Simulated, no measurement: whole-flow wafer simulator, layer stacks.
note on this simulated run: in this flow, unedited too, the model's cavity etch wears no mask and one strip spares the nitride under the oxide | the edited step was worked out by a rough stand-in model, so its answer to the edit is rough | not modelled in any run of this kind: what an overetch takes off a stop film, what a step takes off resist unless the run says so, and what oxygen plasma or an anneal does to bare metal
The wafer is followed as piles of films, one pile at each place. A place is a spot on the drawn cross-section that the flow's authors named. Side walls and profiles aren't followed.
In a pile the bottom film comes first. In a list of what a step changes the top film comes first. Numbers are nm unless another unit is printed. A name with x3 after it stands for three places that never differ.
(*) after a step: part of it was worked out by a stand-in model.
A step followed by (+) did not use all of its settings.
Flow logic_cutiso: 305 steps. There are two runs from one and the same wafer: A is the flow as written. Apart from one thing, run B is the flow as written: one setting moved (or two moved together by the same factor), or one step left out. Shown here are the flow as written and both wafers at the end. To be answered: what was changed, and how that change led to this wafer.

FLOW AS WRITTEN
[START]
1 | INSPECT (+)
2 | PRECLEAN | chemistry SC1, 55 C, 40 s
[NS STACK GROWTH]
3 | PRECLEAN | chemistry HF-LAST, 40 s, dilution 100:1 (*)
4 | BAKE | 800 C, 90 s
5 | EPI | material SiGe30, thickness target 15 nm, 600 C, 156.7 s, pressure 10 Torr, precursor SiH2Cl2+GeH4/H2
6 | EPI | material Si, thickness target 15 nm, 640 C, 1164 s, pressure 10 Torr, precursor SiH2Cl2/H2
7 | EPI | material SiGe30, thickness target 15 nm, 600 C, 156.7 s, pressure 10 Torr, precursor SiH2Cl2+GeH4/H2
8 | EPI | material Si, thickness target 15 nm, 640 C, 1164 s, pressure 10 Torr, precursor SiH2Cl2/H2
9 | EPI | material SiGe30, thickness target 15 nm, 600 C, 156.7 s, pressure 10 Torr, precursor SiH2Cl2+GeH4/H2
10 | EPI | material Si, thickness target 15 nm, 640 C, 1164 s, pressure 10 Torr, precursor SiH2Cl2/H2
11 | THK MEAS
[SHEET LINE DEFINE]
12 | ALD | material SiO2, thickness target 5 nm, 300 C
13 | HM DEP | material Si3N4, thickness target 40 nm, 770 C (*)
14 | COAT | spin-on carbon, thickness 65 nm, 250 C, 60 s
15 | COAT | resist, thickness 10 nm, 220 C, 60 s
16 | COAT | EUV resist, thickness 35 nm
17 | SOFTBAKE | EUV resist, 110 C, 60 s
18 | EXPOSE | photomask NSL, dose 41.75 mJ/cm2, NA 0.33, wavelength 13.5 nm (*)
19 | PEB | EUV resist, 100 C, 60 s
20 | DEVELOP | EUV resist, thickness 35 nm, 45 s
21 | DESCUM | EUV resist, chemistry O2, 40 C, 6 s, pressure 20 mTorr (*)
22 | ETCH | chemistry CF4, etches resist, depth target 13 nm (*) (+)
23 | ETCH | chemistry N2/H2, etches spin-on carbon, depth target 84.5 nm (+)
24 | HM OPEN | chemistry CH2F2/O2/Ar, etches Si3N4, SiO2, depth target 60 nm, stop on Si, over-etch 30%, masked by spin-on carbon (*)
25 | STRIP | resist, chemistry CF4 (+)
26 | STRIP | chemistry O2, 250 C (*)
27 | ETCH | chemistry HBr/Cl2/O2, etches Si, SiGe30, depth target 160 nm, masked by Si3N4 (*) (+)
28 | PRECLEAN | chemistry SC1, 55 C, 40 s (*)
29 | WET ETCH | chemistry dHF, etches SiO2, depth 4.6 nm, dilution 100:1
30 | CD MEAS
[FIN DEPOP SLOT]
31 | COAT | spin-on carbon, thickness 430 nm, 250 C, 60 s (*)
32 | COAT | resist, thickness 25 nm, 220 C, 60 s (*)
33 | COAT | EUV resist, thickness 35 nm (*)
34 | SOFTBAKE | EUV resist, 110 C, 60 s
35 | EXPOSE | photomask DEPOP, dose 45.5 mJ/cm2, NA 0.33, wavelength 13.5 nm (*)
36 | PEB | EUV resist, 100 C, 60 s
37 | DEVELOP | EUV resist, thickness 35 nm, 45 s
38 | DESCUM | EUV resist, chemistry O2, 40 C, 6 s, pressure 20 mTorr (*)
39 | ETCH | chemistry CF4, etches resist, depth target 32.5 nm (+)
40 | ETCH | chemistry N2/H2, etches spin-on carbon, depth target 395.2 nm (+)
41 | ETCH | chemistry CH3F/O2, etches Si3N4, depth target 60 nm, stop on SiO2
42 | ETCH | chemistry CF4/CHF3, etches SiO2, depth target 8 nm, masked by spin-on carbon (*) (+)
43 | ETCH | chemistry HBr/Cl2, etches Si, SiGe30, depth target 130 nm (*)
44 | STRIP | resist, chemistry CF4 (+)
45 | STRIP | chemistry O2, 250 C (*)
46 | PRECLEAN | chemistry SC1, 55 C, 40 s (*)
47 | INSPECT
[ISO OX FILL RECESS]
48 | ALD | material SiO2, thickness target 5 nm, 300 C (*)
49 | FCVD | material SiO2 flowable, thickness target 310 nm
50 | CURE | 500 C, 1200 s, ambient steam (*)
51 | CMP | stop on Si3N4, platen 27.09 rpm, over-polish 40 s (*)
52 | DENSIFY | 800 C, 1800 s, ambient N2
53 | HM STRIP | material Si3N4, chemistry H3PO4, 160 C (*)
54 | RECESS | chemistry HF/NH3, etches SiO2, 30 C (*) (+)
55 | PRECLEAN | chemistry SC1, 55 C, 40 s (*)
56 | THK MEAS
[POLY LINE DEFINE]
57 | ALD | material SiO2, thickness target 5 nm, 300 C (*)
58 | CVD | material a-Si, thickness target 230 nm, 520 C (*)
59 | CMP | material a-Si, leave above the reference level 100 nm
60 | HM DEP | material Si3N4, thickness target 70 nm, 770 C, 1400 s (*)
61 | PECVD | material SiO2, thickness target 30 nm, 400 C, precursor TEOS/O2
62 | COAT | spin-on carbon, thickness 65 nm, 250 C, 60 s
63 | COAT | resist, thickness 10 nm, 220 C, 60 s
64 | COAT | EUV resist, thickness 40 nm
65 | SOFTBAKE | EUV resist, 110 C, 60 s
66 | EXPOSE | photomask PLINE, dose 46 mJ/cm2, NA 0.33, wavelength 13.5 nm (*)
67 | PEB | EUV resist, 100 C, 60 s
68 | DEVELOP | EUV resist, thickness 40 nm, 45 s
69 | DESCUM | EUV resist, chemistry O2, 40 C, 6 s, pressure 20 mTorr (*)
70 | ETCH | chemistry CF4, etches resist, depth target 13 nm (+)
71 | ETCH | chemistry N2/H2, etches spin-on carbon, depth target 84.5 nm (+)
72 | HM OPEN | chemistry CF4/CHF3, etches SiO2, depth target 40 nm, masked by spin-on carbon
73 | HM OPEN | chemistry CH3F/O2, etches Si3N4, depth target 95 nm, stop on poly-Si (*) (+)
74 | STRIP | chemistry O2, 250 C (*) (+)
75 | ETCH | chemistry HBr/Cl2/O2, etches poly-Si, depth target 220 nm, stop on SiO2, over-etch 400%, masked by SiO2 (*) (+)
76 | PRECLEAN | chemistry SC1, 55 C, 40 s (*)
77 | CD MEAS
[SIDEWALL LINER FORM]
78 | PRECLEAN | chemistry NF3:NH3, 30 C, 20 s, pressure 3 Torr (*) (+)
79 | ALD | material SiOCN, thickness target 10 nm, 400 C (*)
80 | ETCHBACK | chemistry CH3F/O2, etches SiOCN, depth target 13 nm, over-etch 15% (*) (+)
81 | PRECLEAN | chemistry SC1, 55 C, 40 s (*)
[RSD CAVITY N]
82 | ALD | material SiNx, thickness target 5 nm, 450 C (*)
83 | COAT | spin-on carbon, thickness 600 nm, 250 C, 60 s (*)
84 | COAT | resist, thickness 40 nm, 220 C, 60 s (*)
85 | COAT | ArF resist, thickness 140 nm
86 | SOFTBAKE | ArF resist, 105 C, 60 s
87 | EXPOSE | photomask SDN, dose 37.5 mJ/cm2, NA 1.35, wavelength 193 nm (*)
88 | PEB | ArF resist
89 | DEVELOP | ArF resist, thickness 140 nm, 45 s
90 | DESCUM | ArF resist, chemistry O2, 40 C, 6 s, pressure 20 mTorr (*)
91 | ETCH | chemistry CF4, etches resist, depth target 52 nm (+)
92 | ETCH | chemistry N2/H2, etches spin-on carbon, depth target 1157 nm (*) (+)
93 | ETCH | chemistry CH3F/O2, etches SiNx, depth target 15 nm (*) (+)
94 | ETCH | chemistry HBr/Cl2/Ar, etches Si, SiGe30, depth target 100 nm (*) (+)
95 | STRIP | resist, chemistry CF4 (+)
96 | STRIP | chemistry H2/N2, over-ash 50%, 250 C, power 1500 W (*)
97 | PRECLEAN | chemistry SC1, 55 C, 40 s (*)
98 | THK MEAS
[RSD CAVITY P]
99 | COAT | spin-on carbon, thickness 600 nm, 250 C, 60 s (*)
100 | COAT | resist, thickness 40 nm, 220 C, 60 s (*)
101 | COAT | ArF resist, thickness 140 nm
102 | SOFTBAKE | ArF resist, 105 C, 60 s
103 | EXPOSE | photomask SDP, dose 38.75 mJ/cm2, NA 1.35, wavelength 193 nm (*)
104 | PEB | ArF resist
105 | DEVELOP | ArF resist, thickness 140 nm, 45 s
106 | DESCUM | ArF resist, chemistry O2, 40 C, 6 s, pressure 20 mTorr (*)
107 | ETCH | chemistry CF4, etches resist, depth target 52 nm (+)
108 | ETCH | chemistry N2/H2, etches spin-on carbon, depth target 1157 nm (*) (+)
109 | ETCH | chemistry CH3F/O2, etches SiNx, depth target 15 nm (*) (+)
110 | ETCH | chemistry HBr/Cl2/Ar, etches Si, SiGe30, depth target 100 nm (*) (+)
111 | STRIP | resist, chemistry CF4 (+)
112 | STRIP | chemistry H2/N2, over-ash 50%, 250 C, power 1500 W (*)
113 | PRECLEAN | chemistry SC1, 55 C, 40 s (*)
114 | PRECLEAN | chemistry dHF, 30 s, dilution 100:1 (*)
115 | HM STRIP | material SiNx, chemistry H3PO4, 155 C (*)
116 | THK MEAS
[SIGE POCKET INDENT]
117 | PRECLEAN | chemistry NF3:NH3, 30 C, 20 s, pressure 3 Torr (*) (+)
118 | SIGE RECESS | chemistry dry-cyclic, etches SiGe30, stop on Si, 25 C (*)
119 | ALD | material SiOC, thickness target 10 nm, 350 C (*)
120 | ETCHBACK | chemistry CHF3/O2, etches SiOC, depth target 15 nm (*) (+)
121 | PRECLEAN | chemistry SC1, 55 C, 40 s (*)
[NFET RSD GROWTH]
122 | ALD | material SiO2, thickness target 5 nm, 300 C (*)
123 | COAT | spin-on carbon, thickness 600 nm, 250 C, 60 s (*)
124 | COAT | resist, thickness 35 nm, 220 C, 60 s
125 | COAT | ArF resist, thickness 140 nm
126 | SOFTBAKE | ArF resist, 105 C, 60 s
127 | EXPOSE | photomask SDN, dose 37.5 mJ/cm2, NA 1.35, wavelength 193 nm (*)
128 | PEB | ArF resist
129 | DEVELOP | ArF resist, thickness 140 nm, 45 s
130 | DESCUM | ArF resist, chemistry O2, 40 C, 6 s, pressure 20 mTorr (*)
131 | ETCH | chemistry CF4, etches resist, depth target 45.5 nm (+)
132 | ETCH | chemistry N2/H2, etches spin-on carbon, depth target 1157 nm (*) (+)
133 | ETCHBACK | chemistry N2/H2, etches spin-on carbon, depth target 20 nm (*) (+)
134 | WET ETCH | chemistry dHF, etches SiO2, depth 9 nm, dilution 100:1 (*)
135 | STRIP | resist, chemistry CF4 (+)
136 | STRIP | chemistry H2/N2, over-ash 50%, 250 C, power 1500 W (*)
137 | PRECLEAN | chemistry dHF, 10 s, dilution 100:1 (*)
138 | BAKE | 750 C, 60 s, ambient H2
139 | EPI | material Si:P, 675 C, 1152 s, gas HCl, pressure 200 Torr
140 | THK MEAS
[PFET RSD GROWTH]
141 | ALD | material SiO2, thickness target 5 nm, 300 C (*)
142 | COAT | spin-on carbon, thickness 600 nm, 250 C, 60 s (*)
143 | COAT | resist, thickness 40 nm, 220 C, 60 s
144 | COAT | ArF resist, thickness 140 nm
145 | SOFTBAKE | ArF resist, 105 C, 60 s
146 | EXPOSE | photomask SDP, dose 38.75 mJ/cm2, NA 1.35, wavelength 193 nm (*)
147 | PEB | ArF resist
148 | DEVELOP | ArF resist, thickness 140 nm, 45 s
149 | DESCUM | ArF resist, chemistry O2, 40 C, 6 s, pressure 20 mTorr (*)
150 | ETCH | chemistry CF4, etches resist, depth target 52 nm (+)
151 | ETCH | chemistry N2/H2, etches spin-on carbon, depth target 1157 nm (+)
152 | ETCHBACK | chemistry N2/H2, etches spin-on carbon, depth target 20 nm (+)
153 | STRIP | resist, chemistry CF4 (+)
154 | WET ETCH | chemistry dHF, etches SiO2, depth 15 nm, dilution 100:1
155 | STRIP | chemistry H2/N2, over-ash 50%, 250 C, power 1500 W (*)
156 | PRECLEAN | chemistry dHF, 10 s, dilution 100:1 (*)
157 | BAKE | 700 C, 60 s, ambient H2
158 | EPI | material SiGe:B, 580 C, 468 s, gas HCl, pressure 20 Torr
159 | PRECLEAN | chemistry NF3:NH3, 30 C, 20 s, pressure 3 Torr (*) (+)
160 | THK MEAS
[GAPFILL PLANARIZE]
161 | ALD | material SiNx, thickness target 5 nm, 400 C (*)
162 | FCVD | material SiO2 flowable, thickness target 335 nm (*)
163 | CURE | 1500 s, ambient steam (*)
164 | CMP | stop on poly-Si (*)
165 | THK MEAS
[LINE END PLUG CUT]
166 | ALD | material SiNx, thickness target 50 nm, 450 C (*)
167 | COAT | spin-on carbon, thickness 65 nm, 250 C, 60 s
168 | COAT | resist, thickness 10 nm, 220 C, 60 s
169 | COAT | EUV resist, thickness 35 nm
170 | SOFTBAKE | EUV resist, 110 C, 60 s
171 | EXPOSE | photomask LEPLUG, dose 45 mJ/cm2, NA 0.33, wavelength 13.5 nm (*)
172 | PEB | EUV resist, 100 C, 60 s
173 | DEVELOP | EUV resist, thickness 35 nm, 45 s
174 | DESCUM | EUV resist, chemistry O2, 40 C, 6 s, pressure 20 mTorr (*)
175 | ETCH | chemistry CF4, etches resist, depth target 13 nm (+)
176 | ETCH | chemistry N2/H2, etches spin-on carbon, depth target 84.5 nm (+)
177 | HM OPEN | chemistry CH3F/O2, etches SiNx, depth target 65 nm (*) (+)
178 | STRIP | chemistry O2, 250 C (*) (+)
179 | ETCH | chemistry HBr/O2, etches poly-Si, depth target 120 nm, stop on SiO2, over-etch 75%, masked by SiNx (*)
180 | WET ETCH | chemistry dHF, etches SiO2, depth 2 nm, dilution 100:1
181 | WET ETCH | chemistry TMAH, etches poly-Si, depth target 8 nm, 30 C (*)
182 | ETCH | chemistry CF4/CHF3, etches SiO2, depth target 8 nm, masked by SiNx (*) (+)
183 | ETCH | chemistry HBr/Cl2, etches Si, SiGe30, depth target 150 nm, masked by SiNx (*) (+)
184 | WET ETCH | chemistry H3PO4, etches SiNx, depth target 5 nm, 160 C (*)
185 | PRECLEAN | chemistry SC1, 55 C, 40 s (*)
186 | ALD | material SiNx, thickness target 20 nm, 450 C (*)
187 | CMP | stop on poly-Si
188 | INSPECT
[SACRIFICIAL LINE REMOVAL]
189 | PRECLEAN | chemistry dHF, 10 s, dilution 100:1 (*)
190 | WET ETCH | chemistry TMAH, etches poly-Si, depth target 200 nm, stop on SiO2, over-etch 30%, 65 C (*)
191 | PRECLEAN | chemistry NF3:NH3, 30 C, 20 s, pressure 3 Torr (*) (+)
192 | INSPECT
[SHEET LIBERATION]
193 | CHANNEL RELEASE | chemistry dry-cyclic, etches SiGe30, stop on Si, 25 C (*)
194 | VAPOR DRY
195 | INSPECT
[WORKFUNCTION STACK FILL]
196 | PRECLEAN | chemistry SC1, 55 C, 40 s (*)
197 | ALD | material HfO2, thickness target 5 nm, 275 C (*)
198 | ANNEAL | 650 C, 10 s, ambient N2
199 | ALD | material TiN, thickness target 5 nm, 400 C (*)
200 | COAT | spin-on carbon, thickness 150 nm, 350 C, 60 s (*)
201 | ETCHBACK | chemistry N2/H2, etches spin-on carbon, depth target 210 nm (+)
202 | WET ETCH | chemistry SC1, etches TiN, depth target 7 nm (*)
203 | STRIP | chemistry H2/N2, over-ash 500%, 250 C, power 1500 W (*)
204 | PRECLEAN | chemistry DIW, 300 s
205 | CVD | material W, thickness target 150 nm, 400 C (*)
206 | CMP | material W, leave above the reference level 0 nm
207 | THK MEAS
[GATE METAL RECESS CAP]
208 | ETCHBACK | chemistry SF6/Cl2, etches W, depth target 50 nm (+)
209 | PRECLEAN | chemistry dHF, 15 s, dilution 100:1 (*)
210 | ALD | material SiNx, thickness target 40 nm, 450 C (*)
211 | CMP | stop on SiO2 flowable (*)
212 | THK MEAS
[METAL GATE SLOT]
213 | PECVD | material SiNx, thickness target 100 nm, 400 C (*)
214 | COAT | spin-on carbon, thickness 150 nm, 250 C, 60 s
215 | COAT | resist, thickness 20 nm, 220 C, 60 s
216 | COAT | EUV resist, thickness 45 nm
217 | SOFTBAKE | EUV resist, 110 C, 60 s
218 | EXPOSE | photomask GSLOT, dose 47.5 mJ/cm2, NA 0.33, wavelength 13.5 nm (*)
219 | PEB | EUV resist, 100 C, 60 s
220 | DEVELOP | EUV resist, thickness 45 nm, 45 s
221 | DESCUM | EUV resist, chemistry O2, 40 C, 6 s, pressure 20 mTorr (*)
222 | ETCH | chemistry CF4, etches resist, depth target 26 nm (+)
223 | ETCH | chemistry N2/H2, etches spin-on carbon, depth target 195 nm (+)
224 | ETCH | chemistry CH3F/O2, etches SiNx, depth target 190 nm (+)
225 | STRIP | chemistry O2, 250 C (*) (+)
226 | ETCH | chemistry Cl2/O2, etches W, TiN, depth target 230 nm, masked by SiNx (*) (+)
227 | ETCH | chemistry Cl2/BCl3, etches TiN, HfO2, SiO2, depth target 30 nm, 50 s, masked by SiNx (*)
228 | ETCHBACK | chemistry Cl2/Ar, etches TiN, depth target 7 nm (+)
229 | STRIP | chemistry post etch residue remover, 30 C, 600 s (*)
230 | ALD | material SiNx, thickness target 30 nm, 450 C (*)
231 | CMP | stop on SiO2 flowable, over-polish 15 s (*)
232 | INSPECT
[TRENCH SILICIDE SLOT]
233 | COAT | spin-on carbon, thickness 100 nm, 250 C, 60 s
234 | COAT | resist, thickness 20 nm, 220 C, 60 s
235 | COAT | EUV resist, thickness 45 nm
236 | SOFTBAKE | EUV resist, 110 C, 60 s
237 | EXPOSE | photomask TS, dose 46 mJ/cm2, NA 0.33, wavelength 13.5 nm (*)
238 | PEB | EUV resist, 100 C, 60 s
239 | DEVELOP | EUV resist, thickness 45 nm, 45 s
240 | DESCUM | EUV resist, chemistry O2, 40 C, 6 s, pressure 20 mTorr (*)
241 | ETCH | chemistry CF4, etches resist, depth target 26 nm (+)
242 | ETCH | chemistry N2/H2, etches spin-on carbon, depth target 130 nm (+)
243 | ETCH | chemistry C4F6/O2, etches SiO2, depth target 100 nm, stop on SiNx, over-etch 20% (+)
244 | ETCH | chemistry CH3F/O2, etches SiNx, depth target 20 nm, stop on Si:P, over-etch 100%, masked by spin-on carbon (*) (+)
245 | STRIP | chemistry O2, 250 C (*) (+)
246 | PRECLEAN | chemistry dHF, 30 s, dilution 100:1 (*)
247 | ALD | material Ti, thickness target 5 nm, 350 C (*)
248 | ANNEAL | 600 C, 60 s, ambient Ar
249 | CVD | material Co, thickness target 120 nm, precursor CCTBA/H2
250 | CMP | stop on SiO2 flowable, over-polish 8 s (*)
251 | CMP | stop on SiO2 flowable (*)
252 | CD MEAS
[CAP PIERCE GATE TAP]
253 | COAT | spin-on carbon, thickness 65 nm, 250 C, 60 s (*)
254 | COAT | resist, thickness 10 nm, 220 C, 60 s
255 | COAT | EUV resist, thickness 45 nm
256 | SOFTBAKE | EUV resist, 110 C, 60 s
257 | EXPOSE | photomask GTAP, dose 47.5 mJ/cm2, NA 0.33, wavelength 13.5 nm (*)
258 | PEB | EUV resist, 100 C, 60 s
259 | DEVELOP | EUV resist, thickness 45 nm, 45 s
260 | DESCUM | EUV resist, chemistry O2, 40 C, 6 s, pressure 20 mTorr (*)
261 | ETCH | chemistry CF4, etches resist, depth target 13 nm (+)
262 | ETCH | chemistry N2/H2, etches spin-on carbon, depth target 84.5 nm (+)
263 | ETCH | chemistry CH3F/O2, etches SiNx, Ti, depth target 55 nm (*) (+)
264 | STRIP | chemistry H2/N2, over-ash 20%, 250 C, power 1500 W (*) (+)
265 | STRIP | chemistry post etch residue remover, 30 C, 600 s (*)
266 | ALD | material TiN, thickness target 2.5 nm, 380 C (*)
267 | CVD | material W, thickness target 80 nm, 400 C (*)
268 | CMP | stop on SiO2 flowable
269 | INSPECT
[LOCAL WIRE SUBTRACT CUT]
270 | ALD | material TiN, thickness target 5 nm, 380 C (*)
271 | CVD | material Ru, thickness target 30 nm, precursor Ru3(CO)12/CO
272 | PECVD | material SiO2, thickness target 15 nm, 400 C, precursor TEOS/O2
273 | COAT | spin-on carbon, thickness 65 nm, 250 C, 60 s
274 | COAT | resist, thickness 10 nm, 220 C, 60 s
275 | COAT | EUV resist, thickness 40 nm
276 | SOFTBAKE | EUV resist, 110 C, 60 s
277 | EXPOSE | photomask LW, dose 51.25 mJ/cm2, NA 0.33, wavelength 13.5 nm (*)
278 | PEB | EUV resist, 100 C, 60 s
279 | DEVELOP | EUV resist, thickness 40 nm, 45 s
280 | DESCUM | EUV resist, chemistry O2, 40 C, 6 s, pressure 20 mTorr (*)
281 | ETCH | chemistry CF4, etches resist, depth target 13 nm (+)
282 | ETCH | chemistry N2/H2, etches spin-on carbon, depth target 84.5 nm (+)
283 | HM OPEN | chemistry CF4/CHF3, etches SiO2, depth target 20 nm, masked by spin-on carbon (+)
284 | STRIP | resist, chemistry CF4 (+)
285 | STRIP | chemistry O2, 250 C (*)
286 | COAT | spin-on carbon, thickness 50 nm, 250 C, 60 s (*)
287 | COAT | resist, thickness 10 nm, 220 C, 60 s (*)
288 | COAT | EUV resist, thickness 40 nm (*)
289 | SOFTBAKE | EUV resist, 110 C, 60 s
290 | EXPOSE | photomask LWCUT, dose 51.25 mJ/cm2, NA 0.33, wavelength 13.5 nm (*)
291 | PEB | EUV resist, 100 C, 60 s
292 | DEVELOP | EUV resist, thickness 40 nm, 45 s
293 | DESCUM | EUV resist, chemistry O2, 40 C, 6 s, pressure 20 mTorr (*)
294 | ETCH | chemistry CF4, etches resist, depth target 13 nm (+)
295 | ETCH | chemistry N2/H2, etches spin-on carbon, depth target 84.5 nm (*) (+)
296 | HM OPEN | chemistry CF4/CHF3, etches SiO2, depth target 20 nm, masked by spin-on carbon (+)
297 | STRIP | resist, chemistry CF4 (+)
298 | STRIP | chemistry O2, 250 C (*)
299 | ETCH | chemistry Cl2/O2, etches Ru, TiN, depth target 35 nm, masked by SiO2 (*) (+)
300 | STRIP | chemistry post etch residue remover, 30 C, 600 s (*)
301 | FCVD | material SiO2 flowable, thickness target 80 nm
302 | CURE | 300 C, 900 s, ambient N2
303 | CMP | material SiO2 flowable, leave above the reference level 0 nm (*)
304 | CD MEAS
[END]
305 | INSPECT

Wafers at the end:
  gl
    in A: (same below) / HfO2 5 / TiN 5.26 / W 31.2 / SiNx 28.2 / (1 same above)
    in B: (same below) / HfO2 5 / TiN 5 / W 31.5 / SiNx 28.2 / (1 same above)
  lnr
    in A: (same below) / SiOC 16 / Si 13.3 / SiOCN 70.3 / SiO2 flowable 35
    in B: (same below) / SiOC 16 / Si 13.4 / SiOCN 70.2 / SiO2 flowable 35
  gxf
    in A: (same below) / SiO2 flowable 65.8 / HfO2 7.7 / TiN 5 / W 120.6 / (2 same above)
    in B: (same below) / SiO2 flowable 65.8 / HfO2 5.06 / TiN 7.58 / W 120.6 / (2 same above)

What caused this: step 75, ETCH: depth target 165 nm was run, whereas the flow has depth target 220 nm.

The path from the change to this, step by step:
  75 | ETCH | chemistry HBr/Cl2/O2, etches poly-Si, depth target 220 nm, stop on SiO2, over-etch 400%, masked by SiO2 (*) (+)
      lnr, lnrp, lnrt, rsdn, rsdp, rsdw, rsdx: A -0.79 chemical SiO2 (all of it), -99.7 poly-Si (all of it), -5 SiO2 (all of it) | B -0.79 chemical SiO2 (all of it), -99.7 poly-Si (all of it), -3.63 SiO2
      depop, dpovl, gfld and 10 more: A -9.58 SiO2 | B -8.98 SiO2
      (as well as at 2 more places)
  78 | PRECLEAN | chemistry NF3:NH3, 30 C, 20 s, pressure 3 Torr (*) (+)
      lnr, lnrp, lnrt, rsdn, rsdp, rsdw, rsdx: A -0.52 chemical SiO2 (all of it) | B -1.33 SiO2 (all of it), -0.49 chemical SiO2 (all of it)
      iso, lnri: A -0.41 SiO2 (all of it), -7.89 SiO2 flowable | B -1.78 SiO2 (all of it), -6.3 SiO2 flowable
  120 | ETCHBACK | chemistry CHF3/O2, etches SiOC, depth target 15 nm (*) (+)
      gxn: A -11 SiOC (all of it), -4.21 SiO2 (all of it) | B -11 SiOC (all of it), -3.99 SiO2
      gxp: A -11 SiOC (all of it), -4.25 SiO2 (all of it) | B -11 SiOC (all of it), -4.02 SiO2
      (as well as at 3 more places)
  122 | ALD | material SiO2, thickness target 5 nm, 300 C (*)
      gxn: A +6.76 SiO2 (new film) | B +6.75 SiO2
      gxp: A +6.75 SiO2 (new film) | B +6.73 SiO2
  133 | ETCHBACK | chemistry N2/H2, etches spin-on carbon, depth target 20 nm (*) (+)
      gxn: A -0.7 SiO2 (all of it), -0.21 Si3N4 | B -1.11 SiO2
  153 | STRIP | resist, chemistry CF4 (+)
      gxp: A -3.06 SiO2 (all of it) | B -3.82 SiO2 (all of it)
  164 | CMP | stop on poly-Si (*)
      depop, dpovl, isow, ns, nsgap: A -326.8 SiO2 flowable (all of it), -5 SiNx (all of it), -4.13 SiO2 (all of it), -70 Si3N4 (all of it) | B -326.8 SiO2 flowable (all of it), -5 SiNx (all of it), -4.73 SiO2 (all of it), -70 Si3N4 (all of it)
      gfld, gxf: A -251.9 SiO2 flowable (all of it), -5 SiNx (all of it), -4.13 SiO2 (all of it), -70 Si3N4 (all of it) | B -251.7 SiO2 flowable (all of it), -5 SiNx (all of it), -4.73 SiO2 (all of it), -70 Si3N4 (all of it)
      (as well as at 1 more place)
  197 | ALD | material HfO2, thickness target 5 nm, 275 C (*)
      gxf: A +7.7 HfO2 (new film) | B +5.06 HfO2 (new film)
  199 | ALD | material TiN, thickness target 5 nm, 400 C (*)
      gxf: A +5 TiN (new film) | B +7.58 TiN (new film)
